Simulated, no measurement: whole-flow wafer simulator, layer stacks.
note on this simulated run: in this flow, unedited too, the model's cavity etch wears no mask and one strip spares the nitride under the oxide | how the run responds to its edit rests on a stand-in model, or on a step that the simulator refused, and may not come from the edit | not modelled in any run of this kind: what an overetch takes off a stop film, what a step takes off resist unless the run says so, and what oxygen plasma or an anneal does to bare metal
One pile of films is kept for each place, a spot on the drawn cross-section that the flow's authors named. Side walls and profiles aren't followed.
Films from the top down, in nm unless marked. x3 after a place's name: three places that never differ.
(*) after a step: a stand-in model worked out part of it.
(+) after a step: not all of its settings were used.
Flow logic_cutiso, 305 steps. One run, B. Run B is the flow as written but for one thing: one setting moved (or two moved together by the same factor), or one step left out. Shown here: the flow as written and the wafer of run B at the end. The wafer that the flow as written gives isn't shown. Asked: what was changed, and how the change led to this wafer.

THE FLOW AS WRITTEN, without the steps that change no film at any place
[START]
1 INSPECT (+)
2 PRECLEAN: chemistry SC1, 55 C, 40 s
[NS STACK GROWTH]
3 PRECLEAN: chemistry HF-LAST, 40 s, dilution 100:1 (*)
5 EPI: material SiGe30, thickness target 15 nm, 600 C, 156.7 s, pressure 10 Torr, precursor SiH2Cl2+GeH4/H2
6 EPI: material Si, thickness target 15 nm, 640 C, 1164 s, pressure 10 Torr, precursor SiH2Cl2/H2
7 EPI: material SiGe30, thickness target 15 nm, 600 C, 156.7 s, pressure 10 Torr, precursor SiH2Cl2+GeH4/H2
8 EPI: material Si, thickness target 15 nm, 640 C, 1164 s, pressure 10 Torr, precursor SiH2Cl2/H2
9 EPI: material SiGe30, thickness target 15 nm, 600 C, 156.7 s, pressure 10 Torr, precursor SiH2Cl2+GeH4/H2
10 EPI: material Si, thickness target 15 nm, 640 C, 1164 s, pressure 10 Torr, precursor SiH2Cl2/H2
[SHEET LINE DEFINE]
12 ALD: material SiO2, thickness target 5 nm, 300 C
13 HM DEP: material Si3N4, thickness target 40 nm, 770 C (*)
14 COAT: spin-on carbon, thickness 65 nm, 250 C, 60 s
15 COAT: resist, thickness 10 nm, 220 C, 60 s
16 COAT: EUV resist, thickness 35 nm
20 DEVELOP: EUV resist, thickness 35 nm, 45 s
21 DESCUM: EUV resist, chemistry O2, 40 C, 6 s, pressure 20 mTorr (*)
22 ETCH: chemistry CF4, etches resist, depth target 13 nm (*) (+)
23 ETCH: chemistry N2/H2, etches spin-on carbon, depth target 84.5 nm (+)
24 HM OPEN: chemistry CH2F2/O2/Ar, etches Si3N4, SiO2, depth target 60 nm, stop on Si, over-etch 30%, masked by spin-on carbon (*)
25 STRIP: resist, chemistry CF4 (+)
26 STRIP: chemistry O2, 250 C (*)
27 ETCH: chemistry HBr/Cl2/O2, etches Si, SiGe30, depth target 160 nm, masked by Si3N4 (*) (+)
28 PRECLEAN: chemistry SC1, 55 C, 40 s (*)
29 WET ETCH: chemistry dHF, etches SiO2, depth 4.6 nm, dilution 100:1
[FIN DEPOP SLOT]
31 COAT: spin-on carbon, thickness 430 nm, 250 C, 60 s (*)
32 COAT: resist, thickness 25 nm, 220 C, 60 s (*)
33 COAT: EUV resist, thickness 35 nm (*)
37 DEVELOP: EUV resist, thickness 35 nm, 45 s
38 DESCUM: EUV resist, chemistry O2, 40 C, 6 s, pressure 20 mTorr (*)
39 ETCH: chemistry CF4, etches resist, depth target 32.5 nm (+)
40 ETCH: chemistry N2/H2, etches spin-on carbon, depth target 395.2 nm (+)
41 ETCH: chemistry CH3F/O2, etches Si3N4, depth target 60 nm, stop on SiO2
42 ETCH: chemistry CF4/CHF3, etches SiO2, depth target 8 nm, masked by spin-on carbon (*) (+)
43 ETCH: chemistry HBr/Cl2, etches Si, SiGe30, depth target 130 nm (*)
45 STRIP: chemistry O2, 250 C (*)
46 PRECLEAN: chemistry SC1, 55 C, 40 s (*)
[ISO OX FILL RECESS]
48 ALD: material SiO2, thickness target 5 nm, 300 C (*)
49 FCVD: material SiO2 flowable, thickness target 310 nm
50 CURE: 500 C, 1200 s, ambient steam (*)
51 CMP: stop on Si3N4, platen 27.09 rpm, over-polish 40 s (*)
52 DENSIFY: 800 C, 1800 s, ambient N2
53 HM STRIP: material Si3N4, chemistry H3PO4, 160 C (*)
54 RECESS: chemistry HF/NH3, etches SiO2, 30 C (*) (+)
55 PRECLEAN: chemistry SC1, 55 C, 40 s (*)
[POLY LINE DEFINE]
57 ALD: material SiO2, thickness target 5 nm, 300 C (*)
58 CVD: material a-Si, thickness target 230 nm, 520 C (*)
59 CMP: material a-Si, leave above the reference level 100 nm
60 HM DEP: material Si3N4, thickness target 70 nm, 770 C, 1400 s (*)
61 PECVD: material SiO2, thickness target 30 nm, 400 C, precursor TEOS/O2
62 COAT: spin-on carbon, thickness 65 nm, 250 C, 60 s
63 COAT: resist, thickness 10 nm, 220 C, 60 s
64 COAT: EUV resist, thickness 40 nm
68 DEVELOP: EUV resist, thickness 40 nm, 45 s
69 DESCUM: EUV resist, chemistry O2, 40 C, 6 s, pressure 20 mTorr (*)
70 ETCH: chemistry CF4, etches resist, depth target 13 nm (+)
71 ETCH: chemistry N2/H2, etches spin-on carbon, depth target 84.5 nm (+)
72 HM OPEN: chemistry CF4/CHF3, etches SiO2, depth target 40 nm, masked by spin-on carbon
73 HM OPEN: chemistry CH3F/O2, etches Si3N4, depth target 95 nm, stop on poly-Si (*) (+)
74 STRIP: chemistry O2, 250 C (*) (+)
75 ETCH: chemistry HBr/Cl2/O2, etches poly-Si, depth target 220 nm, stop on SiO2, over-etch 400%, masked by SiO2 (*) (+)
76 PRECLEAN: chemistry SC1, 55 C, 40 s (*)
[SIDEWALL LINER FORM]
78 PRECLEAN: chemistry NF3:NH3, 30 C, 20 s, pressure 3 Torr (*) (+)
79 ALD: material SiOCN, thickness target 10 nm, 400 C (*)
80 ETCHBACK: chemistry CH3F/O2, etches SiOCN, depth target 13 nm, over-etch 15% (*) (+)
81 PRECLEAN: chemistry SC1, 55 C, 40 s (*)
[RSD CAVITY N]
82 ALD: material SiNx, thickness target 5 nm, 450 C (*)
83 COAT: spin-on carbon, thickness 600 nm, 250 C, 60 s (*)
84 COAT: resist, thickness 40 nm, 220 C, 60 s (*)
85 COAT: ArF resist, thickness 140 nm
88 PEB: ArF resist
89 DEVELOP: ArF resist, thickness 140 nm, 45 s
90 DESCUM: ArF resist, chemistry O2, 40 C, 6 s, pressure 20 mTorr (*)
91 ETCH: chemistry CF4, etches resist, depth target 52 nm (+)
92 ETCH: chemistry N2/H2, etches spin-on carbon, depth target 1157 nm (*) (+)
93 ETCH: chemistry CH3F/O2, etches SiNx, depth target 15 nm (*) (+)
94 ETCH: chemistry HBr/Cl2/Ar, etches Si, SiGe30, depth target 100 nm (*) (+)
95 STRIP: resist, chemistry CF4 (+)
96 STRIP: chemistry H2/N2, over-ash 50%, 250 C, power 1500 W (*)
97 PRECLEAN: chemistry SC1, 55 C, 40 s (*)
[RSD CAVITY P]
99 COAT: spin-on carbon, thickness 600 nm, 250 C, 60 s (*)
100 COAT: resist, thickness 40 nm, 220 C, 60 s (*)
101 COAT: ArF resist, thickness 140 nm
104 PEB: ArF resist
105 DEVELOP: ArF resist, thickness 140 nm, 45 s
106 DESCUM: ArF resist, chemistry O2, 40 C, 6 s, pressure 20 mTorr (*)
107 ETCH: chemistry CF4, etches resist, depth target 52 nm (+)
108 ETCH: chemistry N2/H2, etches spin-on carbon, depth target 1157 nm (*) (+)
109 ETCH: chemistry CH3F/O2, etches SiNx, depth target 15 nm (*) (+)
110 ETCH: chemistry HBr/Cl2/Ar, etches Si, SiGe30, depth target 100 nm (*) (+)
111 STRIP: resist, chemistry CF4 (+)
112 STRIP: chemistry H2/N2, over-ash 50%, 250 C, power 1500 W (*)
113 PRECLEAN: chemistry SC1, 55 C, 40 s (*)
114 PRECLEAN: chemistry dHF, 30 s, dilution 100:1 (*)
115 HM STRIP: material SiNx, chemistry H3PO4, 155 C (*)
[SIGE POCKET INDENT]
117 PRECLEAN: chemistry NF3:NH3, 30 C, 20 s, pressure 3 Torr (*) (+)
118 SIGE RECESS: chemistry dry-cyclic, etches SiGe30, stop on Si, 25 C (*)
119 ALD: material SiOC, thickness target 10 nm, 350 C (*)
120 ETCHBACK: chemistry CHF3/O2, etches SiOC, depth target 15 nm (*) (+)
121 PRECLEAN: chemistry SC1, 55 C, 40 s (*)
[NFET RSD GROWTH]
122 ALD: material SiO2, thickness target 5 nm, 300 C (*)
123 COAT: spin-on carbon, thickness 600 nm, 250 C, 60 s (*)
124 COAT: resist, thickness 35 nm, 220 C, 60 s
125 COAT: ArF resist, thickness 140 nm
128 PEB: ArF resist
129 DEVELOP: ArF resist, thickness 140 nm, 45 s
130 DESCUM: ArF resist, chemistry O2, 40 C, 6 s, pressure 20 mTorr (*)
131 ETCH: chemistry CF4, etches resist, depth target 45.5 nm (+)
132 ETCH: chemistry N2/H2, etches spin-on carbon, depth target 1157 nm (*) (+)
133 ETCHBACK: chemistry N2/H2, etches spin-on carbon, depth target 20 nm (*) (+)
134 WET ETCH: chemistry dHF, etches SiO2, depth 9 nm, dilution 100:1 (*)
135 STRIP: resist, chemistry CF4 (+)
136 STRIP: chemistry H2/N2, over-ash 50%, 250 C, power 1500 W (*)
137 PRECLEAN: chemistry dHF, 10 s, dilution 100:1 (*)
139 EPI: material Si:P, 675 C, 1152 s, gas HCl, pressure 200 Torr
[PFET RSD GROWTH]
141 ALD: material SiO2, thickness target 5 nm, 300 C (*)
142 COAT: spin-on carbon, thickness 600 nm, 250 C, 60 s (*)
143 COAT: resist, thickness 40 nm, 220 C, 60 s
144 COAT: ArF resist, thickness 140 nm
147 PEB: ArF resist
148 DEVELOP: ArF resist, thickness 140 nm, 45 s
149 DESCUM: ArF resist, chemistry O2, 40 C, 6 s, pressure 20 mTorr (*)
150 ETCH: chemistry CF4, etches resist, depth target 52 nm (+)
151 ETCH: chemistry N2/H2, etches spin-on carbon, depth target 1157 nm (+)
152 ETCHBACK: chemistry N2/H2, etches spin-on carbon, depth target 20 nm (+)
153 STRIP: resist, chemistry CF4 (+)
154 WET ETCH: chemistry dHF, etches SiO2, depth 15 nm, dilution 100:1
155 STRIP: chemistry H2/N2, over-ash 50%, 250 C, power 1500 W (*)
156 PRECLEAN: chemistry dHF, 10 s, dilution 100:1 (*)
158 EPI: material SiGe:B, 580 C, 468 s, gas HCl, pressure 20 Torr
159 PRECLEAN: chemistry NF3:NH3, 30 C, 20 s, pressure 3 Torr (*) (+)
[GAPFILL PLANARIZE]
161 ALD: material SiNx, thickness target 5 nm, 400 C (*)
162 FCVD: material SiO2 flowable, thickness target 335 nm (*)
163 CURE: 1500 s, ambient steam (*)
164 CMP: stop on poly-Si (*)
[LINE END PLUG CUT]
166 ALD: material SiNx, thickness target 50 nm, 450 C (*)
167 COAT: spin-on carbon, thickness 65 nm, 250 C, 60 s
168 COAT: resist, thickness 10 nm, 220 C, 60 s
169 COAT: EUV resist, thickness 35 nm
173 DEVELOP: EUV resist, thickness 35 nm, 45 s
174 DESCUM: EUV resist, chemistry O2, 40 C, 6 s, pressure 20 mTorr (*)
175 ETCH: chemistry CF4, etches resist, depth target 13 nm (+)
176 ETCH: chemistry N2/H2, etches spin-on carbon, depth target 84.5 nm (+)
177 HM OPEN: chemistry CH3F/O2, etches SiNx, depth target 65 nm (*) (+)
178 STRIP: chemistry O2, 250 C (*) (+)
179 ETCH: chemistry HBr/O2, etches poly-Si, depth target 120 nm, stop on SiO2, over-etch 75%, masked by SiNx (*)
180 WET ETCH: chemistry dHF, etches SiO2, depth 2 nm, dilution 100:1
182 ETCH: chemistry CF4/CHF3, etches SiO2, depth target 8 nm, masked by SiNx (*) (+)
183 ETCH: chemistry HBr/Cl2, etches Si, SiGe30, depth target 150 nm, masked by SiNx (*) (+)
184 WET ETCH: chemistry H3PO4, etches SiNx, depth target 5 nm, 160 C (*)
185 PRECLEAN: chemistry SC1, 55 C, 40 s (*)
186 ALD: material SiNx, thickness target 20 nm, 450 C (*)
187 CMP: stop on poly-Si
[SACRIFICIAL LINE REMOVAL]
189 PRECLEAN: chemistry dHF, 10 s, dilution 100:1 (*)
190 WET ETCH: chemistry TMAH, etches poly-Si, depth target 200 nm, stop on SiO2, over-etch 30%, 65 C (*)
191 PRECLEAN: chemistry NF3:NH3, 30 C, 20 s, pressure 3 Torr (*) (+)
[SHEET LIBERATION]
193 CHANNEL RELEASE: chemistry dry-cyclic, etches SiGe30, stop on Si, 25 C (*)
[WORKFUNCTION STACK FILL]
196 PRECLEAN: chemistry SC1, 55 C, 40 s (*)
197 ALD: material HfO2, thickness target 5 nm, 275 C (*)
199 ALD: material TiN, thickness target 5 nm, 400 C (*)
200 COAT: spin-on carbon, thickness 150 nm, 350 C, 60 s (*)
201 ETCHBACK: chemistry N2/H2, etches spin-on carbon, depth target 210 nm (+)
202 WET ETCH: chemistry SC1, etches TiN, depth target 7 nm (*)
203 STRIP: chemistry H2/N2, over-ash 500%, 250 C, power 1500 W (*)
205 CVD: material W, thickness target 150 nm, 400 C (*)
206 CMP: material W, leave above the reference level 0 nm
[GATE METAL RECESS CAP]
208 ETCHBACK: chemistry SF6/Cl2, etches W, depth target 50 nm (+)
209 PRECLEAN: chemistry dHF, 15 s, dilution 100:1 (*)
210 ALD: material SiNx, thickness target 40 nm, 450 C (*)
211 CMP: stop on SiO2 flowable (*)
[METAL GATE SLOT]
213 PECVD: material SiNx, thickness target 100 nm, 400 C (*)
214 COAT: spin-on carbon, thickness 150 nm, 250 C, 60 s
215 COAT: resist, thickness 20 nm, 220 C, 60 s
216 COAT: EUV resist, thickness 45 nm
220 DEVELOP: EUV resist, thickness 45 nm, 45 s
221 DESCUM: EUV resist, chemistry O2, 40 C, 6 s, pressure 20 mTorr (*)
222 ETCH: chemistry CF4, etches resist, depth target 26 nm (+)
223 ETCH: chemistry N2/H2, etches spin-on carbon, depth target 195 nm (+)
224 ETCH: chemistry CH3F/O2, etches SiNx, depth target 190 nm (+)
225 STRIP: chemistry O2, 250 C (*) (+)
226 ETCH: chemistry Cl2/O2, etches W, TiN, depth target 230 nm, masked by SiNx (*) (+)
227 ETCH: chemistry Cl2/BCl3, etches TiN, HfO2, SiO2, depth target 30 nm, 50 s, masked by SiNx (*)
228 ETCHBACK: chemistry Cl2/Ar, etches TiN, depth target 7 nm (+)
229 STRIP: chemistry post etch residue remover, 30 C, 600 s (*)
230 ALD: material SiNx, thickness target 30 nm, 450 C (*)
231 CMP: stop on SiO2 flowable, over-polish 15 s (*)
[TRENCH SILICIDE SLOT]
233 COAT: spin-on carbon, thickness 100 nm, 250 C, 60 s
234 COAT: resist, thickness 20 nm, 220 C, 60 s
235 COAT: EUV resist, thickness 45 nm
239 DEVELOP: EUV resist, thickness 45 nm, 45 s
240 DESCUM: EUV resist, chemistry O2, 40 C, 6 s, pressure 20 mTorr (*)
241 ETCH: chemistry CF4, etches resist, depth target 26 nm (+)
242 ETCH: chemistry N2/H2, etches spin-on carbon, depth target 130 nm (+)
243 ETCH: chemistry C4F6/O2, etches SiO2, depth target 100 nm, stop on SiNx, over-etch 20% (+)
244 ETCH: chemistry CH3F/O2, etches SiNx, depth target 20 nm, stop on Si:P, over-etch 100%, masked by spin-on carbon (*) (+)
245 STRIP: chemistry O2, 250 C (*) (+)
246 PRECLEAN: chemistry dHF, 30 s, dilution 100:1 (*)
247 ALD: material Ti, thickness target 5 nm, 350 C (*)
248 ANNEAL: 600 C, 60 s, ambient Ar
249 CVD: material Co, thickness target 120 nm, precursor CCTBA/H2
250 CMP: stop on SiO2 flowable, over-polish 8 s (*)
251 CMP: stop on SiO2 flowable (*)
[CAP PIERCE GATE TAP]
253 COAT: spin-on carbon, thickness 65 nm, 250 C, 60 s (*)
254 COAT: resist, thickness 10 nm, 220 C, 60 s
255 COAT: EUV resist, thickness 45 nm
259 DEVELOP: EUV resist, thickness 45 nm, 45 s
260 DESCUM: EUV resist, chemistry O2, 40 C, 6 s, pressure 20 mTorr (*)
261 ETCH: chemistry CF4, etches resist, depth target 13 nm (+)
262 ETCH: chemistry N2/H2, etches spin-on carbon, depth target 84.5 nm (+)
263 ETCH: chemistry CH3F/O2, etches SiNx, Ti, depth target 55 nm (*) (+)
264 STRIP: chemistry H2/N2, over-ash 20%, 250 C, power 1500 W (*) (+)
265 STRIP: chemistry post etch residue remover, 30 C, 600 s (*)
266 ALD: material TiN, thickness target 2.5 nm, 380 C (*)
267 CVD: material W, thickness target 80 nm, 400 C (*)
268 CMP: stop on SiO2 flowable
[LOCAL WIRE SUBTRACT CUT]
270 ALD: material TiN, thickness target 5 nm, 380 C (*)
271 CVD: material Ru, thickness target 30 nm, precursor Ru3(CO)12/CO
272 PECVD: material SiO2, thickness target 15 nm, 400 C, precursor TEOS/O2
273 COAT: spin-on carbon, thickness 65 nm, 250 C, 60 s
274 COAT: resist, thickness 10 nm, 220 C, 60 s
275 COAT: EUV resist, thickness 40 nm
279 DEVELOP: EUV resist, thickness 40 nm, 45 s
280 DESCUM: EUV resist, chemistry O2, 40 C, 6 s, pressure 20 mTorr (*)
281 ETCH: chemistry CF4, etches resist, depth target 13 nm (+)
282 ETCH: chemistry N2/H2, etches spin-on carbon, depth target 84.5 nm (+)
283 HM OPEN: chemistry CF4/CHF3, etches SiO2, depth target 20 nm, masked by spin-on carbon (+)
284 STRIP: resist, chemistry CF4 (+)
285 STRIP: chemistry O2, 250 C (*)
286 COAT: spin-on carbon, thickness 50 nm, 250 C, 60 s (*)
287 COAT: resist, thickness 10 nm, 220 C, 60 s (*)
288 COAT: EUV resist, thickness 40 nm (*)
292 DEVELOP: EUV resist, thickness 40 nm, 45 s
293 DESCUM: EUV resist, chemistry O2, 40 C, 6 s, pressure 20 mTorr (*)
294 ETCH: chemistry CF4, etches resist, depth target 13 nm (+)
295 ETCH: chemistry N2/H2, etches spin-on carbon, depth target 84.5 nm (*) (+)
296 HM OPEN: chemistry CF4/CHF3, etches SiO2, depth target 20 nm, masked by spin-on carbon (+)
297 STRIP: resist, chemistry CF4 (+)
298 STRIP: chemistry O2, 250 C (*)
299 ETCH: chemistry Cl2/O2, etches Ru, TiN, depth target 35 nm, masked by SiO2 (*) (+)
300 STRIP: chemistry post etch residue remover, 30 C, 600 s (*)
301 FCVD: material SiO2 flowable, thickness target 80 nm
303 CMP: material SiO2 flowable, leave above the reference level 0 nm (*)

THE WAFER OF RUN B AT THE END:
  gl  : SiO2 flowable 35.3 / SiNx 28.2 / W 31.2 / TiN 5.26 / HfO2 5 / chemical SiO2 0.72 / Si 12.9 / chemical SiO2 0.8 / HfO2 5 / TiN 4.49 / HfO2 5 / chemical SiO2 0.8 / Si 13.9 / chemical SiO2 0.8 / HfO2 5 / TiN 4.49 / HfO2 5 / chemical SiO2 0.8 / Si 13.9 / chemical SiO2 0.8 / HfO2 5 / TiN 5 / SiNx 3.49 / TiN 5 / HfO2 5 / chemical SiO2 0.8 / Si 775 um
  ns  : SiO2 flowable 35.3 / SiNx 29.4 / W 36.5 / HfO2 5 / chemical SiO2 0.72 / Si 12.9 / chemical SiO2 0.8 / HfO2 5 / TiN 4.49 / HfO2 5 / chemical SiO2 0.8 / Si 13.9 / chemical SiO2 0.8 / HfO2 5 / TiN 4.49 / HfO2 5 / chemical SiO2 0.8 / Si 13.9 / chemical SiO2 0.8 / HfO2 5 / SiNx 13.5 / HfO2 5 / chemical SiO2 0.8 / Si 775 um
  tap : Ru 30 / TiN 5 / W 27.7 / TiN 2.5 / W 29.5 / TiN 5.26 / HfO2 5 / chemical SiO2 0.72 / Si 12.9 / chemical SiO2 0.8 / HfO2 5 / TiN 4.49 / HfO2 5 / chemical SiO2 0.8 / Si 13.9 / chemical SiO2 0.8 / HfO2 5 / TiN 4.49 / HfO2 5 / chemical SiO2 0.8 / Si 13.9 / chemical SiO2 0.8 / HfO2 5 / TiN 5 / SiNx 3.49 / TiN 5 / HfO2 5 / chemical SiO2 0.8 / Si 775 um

The cause: step 5, EPI: 250.7 s was run, where the flow has 156.7 s.

How the change led to this, step by step:
  5 EPI: material SiGe30, thickness target 15 nm, 600 C, 156.7 s, pressure 10 Torr, precursor SiH2Cl2+GeH4/H2
      depop, dpovl, gfld and 19 more: SiGe30 +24 (new film) (as written it would be: SiGe30 +15 (new film))
  27 ETCH: chemistry HBr/Cl2/O2, etches Si, SiGe30, depth target 160 nm, masked by Si3N4 (*) (+)
      gfld, gxf, iso, lnri: chemical SiO2 -0.79 (all of it), Si -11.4 (all of it), SiGe30 -15 (all of it), Si -15 (all of it), SiGe30 -15 (all of it), Si -15 (all of it), SiGe30 -24 (all of it), Si -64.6 (as written it would be: chemical SiO2 -0.79 (all of it), Si -11.4 (all of it), SiGe30 -15 (all of it), Si -15 (all of it), SiGe30 -15 (all of it), Si -15 (all of it), SiGe30 -15 (all of it), Si -73.6)
      dpovl, nsgap: chemical SiO2 -0.79 (all of it), Si -11.8 (all of it), SiGe30 -15 (all of it), Si -15 (all of it), SiGe30 -15 (all of it), Si -15 (all of it), SiGe30 -24 (all of it), Si -64.2 (as written it would be: chemical SiO2 -0.79 (all of it), Si -11.8 (all of it), SiGe30 -15 (all of it), Si -15 (all of it), SiGe30 -15 (all of it), Si -15 (all of it), SiGe30 -15 (all of it), Si -73.2)
      (and at 1 more place)
  43 ETCH: chemistry HBr/Cl2, etches Si, SiGe30, depth target 130 nm (*)
      depop: Si -14 (all of it), SiGe30 -15 (all of it), Si -15 (all of it), SiGe30 -15 (all of it), Si -15 (all of it), SiGe30 -24 (all of it), Si -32 (as written it would be: Si -14 (all of it), SiGe30 -15 (all of it), Si -15 (all of it), SiGe30 -15 (all of it), Si -15 (all of it), SiGe30 -15 (all of it), Si -41)
  94 ETCH: chemistry HBr/Cl2/Ar, etches Si, SiGe30, depth target 100 nm (*) (+)
      rsdn, rsdx: chemical SiO2 -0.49 (all of it), Si -12.8 (all of it), SiGe30 -15 (all of it), Si -15 (all of it), SiGe30 -15 (all of it), Si -15 (all of it), SiGe30 -24 (all of it), Si -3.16 (as written it would be: chemical SiO2 -0.49 (all of it), Si -12.8 (all of it), SiGe30 -15 (all of it), Si -15 (all of it), SiGe30 -15 (all of it), Si -15 (all of it), SiGe30 -15 (all of it), Si -12.2)
  110 ETCH: chemistry HBr/Cl2/Ar, etches Si, SiGe30, depth target 100 nm (*) (+)
      rsdp, rsdw: chemical SiO2 -0.49 (all of it), Si -12.8 (all of it), SiGe30 -15 (all of it), Si -15 (all of it), SiGe30 -15 (all of it), Si -15 (all of it), SiGe30 -24 (all of it), Si -3.16 (as written it would be: chemical SiO2 -0.49 (all of it), Si -12.8 (all of it), SiGe30 -15 (all of it), Si -15 (all of it), SiGe30 -15 (all of it), Si -15 (all of it), SiGe30 -15 (all of it), Si -12.2)
  118 SIGE RECESS: chemistry dry-cyclic, etches SiGe30, stop on Si, 25 C (*)
      lnr, lnrp, lnrt: SiOCN -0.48, Si -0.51, cavity +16 (new film), SiGe30 -15 (all of it), Si -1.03, cavity +16 (new film), SiGe30 -15 (all of it), Si -1.03, cavity +25 (new film), SiGe30 -24 (all of it), Si -0.51 (as written it would be: SiOCN -0.48, Si -0.51, cavity +16 (new film), SiGe30 -15 (all of it), Si -1.03, cavity +16 (new film), SiGe30 -15 (all of it), Si -1.03, cavity +16 (new film), SiGe30 -15 (all of it), Si -0.51)
  119 ALD: material SiOC, thickness target 10 nm, 350 C (*)
      lnr, lnrp, lnrt: SiOC +10 (new film), SiOC +16 (new film), cavity -16 (all of it), SiOC +16 (new film), cavity -16 (all of it), SiOC +25 (new film), cavity -25 (all of it) (as written it would be: SiOC +10 (new film), SiOC +16 (new film), cavity -16 (all of it), SiOC +16 (new film), cavity -16 (all of it), SiOC +16 (new film), cavity -16 (all of it))
  183 ETCH: chemistry HBr/Cl2, etches Si, SiGe30, depth target 150 nm, masked by SiNx (*) (+)
      plug: Si -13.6 (all of it), SiGe30 -15 (all of it), Si -15 (all of it), SiGe30 -15 (all of it), Si -15 (all of it), SiGe30 -24 (all of it), Si -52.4 (as written it would be: Si -13.6 (all of it), SiGe30 -15 (all of it), Si -15 (all of it), SiGe30 -15 (all of it), Si -15 (all of it), SiGe30 -15 (all of it), Si -61.4)
  193 CHANNEL RELEASE: chemistry dry-cyclic, etches SiGe30, stop on Si, 25 C (*)
      gl, glp, gxn, gxp, ns, tap: chemical SiO2 +0.8 (new film), Si -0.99, chemical SiO2 +0.8 (new film), cavity +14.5 (new film), chemical SiO2 +0.8 (new film), SiGe30 -15 (all of it), Si -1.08, chemical SiO2 +0.8 (new film), cavity +14.5 (new film), chemical SiO2 +0.8 (new film), SiGe30 -15 (all of it), Si -1.08, chemical SiO2 +0.8 (new film), cavity +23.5 (new film), chemical SiO2 +0.8 (new film), SiGe30 -24 (all of it), Si -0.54 (as written it would be: chemical SiO2 +0.8 (new film), Si -0.99, chemical SiO2 +0.8 (new film), cavity +14.5 (new film), chemical SiO2 +0.8 (new film), SiGe30 -15 (all of it), Si -1.08, chemical SiO2 +0.8 (new film), cavity +14.5 (new film), chemical SiO2 +0.8 (new film), SiGe30 -15 (all of it), Si -1.08, chemical SiO2 +0.8 (new film), cavity +14.5 (new film), chemical SiO2 +0.8 (new film), SiGe30 -15 (all of it), Si -0.54)
  199 ALD: material TiN, thickness target 5 nm, 400 C (*)
      gl, glp, tap: TiN +5.26 (new film), TiN +4.49 (new film), cavity -4.49 (all of it), TiN +4.49 (new film), cavity -4.49 (all of it), TiN +5 (new film), cavity -10, TiN +5 (new film) (as written it would be: TiN +5.26 (new film), TiN +4.49 (new film), cavity -4.49 (all of it), TiN +4.49 (new film), cavity -4.49 (all of it), TiN +4.49 (new film), cavity -4.49 (all of it))
      gxn, gxp, ns: TiN +5 (new film), TiN +4.49 (new film), cavity -4.49 (all of it), TiN +4.49 (new film), cavity -4.49 (all of it), TiN +5 (new film), cavity -10, TiN +5 (new film) (as written it would be: TiN +5 (new film), TiN +4.49 (new film), cavity -4.49 (all of it), TiN +4.49 (new film), cavity -4.49 (all of it), TiN +4.49 (new film), cavity -4.49 (all of it))
  202 WET ETCH: chemistry SC1, etches TiN, depth target 7 nm (*)
      ns: TiN -5 (all of it), TiN -5 (all of it), cavity +10, TiN -5 (all of it) (as written it would be: TiN -5 (all of it))
  210 ALD: material SiNx, thickness target 40 nm, 450 C (*)
      gl, glp, gxn, gxp, tap: SiNx +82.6 (new film), SiNx +3.49 (new film), cavity -3.49 (all of it) (as written it would be: SiNx +82.6 (new film))
      ns: SiNx +40 (new film), SiNx +13.5 (new film), cavity -13.5 (all of it) (as written it would be: SiNx +40 (new film))
Counting metal films that touch as one body, gl has 5 bodies (between them, from the top down: HfO2 5 / chemical SiO2 0.72 / Si 12.9 / chemical SiO2 0.8 / HfO2 5; HfO2 5 / chemical SiO2 0.8 / Si 13.9 / chemical SiO2 0.8 / HfO2 5; HfO2 5 / chemical SiO2 0.8 / Si 13.9 / chemical SiO2 0.8 / HfO2 5; SiNx 3.49); the flow as written gives 4 bodies (between them, from the top down: HfO2 5 / chemical SiO2 0.72 / Si 12.9 / chemical SiO2 0.8 / HfO2 5; HfO2 5 / chemical SiO2 0.8 / Si 13.9 / chemical SiO2 0.8 / HfO2 5; HfO2 5 / chemical SiO2 0.8 / Si 13.9 / chemical SiO2 0.8 / HfO2 5).
Counting metal films that touch as one body, ns has 3 bodies (between them, from the top down: HfO2 5 / chemical SiO2 0.72 / Si 12.9 / chemical SiO2 0.8 / HfO2 5; HfO2 5 / chemical SiO2 0.8 / Si 13.9 / chemical SiO2 0.8 / HfO2 5); the flow as written gives 4 bodies (between them, from the top down: HfO2 5 / chemical SiO2 0.72 / Si 12.9 / chemical SiO2 0.8 / HfO2 5; HfO2 5 / chemical SiO2 0.8 / Si 13.9 / chemical SiO2 0.8 / HfO2 5; HfO2 5 / chemical SiO2 0.8 / Si 13.9 / chemical SiO2 0.8 / HfO2 5).
Counting metal films that touch as one body, tap has 5 bodies (between them, from the top down: HfO2 5 / chemical SiO2 0.72 / Si 12.9 / chemical SiO2 0.8 / HfO2 5; HfO2 5 / chemical SiO2 0.8 / Si 13.9 / chemical SiO2 0.8 / HfO2 5; HfO2 5 / chemical SiO2 0.8 / Si 13.9 / chemical SiO2 0.8 / HfO2 5; SiNx 3.49); the flow as written gives 4 bodies (between them, from the top down: HfO2 5 / chemical SiO2 0.72 / Si 12.9 / chemical SiO2 0.8 / HfO2 5; HfO2 5 / chemical SiO2 0.8 / Si 13.9 / chemical SiO2 0.8 / HfO2 5; HfO2 5 / chemical SiO2 0.8 / Si 13.9 / chemical SiO2 0.8 / HfO2 5).
